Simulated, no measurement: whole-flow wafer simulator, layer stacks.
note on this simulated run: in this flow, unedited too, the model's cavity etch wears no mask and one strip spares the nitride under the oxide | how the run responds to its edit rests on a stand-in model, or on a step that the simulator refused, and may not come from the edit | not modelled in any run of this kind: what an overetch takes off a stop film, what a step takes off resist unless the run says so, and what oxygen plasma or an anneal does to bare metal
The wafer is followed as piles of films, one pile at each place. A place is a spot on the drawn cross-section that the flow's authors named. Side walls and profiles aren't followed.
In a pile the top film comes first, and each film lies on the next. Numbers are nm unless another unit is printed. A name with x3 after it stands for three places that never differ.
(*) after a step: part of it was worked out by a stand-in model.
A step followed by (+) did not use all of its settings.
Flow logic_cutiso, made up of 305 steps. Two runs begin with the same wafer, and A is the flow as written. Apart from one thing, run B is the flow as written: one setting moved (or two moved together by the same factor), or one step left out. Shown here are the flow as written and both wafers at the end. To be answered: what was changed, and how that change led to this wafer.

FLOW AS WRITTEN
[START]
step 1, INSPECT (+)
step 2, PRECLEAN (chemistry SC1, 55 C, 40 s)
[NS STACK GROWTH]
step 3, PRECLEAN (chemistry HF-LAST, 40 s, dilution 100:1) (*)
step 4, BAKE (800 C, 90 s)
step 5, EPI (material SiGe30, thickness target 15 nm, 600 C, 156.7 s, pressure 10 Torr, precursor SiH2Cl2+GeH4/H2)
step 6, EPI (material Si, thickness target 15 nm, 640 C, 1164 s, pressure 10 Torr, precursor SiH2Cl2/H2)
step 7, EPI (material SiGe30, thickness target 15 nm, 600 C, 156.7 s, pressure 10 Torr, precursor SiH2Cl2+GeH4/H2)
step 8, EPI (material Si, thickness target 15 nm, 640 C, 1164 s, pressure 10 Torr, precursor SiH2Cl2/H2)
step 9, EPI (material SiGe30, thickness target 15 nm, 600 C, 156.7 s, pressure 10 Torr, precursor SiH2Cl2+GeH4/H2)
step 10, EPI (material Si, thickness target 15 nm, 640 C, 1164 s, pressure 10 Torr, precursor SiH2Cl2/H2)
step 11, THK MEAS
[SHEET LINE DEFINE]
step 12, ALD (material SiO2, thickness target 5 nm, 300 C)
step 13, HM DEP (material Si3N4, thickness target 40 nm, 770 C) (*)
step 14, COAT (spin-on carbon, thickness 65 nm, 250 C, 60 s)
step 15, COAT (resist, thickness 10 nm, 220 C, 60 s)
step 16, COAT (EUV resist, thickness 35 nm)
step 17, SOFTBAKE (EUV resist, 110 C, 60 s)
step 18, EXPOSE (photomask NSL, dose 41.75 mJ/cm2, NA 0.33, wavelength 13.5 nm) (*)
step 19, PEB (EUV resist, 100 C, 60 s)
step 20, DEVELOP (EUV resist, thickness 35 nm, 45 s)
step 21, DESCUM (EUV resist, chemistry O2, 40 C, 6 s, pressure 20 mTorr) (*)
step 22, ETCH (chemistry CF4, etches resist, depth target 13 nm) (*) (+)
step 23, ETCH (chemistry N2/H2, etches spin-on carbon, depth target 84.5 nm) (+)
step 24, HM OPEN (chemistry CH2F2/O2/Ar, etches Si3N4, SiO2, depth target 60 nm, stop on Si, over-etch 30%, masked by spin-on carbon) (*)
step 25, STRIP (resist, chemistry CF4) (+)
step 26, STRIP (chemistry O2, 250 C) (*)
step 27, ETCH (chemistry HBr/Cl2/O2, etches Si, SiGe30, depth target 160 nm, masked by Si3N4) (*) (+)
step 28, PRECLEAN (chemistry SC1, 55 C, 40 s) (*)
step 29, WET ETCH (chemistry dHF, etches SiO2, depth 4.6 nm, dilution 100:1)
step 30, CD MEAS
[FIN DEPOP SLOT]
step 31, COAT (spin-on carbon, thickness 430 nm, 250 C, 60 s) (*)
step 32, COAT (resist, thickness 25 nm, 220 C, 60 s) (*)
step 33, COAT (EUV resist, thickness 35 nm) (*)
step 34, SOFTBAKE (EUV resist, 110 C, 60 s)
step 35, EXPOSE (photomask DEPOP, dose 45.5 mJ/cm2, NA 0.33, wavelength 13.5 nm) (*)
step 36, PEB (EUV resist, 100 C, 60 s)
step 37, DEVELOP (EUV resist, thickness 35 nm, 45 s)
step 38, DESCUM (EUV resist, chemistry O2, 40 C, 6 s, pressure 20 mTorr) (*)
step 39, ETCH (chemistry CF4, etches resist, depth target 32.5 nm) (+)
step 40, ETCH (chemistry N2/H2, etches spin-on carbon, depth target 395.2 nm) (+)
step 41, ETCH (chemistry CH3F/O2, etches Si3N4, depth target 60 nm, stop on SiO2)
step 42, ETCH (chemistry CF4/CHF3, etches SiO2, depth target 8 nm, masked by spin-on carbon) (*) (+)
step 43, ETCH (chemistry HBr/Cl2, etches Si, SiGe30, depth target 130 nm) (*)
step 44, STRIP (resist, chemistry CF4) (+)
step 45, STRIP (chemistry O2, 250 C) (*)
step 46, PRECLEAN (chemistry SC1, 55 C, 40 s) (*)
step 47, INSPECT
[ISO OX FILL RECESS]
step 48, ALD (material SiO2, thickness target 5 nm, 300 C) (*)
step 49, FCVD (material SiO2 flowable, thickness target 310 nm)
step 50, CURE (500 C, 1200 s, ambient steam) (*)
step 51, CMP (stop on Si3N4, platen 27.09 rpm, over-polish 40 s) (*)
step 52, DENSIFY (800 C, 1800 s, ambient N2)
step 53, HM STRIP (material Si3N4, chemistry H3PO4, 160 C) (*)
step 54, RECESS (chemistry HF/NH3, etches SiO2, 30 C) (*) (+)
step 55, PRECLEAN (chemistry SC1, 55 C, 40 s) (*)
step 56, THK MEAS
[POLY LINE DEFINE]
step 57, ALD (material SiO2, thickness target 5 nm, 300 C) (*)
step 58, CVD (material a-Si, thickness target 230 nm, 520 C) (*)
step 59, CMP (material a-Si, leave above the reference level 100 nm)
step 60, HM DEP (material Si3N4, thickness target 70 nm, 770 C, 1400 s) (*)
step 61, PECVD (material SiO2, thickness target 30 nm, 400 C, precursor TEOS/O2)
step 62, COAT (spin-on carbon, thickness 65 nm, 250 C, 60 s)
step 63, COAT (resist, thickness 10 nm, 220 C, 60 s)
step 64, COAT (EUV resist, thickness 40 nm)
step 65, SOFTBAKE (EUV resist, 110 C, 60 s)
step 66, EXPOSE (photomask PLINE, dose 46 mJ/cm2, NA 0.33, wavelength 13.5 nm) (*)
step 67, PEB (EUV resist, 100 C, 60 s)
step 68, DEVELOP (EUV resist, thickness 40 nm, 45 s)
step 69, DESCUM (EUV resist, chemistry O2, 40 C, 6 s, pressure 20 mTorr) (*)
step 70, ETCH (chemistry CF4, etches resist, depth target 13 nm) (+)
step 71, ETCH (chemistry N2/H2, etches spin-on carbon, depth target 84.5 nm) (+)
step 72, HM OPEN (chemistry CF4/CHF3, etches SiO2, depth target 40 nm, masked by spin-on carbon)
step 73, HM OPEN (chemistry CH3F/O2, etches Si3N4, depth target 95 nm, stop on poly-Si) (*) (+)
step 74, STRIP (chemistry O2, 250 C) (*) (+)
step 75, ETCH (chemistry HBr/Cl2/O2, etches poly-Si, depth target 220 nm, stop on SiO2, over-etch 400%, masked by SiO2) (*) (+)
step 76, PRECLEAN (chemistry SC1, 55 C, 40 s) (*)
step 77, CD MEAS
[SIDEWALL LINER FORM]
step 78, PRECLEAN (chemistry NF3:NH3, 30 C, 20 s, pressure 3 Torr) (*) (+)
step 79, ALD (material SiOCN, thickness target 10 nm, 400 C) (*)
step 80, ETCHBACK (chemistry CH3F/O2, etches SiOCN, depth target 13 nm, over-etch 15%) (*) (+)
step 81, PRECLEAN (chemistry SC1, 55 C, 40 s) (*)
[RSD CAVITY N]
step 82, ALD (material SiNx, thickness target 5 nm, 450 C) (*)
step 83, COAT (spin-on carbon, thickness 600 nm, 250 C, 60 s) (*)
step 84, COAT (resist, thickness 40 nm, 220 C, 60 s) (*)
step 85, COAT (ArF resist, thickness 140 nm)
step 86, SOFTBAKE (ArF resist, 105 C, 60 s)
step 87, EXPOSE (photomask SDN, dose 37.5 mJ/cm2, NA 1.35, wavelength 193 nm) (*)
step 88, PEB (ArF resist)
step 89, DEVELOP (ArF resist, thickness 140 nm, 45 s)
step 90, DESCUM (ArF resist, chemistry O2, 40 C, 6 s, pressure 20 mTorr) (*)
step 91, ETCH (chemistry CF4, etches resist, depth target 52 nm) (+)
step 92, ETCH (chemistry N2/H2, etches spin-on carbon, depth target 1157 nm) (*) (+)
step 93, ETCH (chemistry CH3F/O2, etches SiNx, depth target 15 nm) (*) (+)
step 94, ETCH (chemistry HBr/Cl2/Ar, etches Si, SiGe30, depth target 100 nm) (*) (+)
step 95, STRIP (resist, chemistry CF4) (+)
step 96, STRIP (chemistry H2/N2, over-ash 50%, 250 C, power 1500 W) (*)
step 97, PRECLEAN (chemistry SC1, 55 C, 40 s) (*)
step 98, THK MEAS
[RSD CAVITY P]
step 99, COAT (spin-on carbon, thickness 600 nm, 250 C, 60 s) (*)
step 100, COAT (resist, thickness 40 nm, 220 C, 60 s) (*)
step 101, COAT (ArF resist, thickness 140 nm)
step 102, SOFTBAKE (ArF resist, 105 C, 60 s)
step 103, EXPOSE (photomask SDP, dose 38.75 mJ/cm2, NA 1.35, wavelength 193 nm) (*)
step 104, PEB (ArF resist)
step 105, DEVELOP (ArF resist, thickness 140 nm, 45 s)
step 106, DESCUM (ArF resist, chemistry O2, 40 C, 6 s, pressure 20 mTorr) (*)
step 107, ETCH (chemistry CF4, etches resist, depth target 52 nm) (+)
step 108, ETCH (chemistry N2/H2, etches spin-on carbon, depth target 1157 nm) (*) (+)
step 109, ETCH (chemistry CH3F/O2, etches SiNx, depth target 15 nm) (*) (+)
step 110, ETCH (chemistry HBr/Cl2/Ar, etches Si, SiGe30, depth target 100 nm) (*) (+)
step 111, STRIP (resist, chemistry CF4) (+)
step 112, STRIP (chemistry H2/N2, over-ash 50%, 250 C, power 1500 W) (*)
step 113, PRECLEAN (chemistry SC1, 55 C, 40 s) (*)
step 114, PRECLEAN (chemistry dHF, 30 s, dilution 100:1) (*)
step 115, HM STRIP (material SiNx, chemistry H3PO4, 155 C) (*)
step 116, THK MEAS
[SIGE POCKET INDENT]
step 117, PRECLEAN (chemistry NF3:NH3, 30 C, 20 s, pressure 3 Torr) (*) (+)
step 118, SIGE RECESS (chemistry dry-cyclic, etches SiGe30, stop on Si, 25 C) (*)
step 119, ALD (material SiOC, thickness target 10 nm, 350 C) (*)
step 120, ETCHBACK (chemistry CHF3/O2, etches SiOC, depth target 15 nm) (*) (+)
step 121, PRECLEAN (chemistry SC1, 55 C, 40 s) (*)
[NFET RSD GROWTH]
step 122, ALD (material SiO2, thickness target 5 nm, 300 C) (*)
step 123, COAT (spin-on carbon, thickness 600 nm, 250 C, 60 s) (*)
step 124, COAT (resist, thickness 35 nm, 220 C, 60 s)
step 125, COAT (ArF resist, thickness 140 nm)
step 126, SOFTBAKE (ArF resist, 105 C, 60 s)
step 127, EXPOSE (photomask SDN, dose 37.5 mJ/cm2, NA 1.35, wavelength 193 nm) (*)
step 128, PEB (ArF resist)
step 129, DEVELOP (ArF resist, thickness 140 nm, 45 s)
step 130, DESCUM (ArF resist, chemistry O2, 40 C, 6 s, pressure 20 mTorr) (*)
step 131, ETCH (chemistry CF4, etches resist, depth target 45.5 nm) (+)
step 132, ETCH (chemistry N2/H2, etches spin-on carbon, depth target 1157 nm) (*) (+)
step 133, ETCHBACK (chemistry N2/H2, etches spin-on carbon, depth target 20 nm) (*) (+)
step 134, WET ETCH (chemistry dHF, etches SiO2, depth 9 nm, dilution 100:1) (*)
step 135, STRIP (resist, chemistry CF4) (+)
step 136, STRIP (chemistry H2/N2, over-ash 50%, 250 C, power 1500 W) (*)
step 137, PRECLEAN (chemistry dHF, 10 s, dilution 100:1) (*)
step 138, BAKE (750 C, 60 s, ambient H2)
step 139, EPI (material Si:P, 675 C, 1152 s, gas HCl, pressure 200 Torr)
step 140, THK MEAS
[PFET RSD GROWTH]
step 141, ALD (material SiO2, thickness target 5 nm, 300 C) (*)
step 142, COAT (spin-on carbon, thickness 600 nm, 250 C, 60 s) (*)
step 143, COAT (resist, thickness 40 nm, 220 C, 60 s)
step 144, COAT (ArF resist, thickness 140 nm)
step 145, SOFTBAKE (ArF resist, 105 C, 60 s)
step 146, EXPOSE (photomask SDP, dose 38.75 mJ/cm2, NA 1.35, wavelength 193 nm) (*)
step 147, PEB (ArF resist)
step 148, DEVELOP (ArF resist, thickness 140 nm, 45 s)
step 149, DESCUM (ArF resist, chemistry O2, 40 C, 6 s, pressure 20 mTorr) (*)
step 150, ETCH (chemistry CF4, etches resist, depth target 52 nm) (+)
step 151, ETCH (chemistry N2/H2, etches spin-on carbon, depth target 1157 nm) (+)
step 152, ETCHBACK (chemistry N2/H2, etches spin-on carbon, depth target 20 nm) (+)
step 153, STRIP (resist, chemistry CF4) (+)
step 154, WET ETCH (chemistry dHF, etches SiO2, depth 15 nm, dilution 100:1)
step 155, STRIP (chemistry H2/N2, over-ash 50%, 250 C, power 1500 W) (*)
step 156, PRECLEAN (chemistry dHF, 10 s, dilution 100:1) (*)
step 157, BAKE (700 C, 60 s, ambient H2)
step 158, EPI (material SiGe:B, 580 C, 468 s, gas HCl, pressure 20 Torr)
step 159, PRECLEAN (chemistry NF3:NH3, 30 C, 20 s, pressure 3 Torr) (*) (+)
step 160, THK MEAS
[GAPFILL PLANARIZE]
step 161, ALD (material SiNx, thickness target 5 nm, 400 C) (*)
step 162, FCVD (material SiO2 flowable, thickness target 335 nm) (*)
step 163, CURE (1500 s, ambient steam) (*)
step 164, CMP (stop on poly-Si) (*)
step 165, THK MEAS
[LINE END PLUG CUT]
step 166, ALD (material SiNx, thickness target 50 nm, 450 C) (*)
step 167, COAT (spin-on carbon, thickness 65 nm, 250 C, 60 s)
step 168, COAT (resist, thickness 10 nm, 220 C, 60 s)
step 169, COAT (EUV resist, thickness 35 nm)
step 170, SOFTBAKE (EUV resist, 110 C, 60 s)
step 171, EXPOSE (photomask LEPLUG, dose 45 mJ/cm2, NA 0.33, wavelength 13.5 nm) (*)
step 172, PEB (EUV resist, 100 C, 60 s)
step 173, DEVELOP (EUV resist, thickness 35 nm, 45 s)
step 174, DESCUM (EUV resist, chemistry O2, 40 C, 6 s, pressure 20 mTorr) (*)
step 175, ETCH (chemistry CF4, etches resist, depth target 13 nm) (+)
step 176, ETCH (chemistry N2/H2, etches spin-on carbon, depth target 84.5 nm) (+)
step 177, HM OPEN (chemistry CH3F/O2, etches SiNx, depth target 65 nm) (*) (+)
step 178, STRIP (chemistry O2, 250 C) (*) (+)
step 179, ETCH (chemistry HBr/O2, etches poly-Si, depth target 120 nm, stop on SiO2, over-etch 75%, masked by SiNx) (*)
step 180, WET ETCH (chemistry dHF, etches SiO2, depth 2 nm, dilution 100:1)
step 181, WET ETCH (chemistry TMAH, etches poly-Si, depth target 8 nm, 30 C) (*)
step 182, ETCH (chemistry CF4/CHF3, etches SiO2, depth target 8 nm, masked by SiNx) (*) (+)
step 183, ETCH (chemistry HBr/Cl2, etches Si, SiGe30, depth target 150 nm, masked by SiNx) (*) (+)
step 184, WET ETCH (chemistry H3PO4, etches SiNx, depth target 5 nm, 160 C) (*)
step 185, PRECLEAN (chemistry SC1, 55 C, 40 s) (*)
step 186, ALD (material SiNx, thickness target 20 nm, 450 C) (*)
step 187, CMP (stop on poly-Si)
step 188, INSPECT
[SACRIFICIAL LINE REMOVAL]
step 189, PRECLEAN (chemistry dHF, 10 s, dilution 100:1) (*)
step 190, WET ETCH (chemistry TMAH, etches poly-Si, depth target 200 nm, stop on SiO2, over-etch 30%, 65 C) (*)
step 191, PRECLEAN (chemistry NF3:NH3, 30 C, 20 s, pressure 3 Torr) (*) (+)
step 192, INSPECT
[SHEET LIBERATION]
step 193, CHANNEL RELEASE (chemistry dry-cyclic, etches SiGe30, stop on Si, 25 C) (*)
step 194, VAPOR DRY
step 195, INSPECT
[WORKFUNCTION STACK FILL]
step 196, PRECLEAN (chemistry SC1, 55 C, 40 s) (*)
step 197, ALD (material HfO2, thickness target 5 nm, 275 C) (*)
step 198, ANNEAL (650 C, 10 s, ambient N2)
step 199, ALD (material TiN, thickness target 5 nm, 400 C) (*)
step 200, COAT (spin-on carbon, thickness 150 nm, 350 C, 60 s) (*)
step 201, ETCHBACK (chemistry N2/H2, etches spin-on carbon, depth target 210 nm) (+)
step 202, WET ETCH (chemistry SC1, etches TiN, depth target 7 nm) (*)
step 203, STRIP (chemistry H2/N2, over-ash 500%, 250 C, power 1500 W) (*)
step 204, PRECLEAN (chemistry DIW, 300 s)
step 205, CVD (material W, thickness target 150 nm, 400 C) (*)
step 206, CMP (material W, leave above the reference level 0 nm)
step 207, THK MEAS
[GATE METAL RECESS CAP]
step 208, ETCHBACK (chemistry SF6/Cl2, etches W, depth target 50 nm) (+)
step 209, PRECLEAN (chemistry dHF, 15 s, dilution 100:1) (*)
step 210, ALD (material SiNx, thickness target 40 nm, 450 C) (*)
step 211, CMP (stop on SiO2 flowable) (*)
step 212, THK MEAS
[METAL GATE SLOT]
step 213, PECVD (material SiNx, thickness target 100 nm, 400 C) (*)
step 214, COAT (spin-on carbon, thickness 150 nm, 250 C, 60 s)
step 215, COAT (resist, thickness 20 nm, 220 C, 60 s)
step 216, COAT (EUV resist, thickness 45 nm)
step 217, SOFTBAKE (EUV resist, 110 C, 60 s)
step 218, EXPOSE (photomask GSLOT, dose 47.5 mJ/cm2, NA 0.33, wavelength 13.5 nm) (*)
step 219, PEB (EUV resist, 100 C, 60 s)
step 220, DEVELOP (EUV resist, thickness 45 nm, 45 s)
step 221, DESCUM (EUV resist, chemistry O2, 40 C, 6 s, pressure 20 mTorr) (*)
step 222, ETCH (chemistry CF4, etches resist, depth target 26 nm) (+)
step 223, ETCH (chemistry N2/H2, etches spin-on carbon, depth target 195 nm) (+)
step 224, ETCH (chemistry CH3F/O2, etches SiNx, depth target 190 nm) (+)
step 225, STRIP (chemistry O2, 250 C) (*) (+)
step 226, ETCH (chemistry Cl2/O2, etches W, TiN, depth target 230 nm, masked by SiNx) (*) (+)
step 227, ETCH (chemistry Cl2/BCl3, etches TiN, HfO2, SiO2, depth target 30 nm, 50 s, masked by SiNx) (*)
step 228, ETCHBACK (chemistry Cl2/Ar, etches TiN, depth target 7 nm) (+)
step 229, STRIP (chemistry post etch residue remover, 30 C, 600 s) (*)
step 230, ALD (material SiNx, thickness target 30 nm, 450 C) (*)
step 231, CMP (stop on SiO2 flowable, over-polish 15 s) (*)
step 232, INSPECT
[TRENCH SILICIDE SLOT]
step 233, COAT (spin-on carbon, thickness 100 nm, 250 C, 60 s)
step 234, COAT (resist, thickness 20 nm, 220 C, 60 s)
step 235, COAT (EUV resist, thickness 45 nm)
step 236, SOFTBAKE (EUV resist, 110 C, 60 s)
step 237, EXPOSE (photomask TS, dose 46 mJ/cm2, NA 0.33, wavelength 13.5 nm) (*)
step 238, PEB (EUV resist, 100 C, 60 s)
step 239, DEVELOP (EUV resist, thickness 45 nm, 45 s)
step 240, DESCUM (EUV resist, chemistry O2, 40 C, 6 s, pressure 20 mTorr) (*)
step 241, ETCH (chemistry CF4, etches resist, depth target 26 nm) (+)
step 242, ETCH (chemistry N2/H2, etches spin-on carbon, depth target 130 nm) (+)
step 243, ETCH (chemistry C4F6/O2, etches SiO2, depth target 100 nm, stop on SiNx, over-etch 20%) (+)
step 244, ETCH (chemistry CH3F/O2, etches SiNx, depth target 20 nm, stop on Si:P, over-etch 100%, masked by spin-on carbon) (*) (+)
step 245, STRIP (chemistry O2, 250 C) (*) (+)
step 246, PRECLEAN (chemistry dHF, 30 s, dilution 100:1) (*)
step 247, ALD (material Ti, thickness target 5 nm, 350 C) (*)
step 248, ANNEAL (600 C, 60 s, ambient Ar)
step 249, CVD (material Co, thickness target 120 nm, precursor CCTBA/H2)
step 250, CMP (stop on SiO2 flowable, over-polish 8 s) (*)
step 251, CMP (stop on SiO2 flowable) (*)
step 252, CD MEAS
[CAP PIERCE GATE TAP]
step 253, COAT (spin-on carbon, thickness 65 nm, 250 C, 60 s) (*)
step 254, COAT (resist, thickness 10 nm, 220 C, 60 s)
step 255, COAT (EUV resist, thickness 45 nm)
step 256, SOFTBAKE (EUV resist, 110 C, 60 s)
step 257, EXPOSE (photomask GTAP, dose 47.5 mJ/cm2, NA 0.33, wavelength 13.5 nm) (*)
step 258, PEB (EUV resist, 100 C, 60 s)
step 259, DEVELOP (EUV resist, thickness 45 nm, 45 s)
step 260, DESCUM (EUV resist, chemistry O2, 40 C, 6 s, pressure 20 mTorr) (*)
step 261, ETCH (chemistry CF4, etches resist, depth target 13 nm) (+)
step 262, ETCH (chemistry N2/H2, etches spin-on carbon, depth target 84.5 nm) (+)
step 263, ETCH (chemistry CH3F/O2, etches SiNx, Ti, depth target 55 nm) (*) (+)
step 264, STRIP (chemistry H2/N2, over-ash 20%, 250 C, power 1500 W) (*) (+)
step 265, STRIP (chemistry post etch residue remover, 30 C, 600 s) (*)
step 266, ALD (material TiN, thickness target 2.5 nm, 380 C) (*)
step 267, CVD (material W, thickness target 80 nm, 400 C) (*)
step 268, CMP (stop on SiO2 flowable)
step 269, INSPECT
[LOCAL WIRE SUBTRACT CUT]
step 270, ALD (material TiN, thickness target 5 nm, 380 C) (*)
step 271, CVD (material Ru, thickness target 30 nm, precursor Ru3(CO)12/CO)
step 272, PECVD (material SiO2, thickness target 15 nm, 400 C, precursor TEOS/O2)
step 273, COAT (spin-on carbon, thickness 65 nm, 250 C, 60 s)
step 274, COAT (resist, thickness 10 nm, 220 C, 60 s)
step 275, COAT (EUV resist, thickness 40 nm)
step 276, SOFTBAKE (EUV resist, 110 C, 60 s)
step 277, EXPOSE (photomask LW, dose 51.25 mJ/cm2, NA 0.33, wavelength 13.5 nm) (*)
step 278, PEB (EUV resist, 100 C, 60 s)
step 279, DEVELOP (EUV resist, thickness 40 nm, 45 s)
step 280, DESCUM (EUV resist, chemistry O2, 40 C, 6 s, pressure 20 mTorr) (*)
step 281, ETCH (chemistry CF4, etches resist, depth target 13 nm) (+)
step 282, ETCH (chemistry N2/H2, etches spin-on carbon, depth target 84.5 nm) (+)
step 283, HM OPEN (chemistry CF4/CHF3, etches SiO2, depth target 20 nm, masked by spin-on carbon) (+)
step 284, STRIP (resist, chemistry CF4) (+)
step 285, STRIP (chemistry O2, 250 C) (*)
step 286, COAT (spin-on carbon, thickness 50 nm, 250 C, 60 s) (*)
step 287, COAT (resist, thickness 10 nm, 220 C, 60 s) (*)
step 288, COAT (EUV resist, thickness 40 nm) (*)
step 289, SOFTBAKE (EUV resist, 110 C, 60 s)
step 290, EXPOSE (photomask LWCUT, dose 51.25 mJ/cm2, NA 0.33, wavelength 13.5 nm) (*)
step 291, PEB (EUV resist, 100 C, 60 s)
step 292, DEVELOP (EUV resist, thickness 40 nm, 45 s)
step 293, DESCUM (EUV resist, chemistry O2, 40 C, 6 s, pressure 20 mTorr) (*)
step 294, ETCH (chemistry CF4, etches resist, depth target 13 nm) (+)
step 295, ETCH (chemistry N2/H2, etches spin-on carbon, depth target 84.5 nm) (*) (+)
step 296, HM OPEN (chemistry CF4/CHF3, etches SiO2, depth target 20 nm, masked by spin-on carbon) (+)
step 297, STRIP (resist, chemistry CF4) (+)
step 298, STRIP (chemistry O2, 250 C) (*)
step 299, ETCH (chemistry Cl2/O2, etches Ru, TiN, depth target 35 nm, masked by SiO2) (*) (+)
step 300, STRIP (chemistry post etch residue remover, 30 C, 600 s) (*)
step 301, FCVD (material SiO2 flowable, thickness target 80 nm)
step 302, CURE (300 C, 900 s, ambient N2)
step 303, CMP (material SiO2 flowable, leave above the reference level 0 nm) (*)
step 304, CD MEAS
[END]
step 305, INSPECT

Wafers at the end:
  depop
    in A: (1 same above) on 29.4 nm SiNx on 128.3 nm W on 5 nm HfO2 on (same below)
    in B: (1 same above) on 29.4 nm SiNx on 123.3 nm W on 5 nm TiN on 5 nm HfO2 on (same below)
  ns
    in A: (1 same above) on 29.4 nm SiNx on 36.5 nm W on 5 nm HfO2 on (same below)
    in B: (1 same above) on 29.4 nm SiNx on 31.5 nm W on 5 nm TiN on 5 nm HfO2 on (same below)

What caused this: step 202, WET ETCH: chemistry SC1, etches TiN, depth target 7 nm (*), was omitted.

The path from the change to this, step by step:
  step 206, CMP (material W, leave above the reference level 0 nm)
      lnr, lnri, lnrp, lnrt: A -150 W (all of it), -5 HfO2 (all of it), -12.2 SiOCN | B -150 W (all of it), -5 TiN (all of it), -5 HfO2 (all of it), -12.2 SiOCN
      rsdn, rsdp, rsdw, rsdx: A -162.2 W (all of it), -5 HfO2 (all of it) | B -162.2 W (all of it), -5 TiN (all of it), -5 HfO2 (all of it)
      (also at 14 further places)
